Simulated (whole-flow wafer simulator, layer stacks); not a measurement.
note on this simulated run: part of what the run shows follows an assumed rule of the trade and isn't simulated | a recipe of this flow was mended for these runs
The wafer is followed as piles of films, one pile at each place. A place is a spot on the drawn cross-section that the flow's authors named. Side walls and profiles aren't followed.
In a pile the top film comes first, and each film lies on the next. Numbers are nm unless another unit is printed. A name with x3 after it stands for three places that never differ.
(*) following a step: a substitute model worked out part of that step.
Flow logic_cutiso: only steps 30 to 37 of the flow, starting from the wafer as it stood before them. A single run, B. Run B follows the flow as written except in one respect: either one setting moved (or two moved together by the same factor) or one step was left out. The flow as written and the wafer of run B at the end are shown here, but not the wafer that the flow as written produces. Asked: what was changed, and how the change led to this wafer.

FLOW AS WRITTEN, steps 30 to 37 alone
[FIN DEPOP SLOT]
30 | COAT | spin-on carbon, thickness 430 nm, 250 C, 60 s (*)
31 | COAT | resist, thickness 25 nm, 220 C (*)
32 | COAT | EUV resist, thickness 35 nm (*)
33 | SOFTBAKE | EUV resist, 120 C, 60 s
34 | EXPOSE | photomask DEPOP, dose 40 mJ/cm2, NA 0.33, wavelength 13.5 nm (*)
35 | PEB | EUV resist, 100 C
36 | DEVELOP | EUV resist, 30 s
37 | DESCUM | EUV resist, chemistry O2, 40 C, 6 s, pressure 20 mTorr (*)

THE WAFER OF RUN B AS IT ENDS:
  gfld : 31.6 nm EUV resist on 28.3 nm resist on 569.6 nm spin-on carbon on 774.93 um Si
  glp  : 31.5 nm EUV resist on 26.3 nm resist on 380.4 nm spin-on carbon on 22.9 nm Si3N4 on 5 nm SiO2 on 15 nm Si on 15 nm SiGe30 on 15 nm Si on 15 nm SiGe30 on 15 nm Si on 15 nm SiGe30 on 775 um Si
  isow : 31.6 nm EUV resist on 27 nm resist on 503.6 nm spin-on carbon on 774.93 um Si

What caused this: step 31, COAT: thickness 27 nm was run, while the flow as written has thickness 25 nm.
The wafer itself shows it: isow has resist 27, and step 31 as written asks for 25 nm.

The path from the change to this, step by step:
  31 | COAT | resist, thickness 25 nm, 220 C (*)
      depop, dpovl, isow, ns, nsgap: +27 resist (new film) (in the flow as written it would be: +25 resist (new film))
      gfld, lnri: +28.3 resist (new film) (in the flow as written it would be: +26.3 resist (new film))
      (and at 15 other places as well)
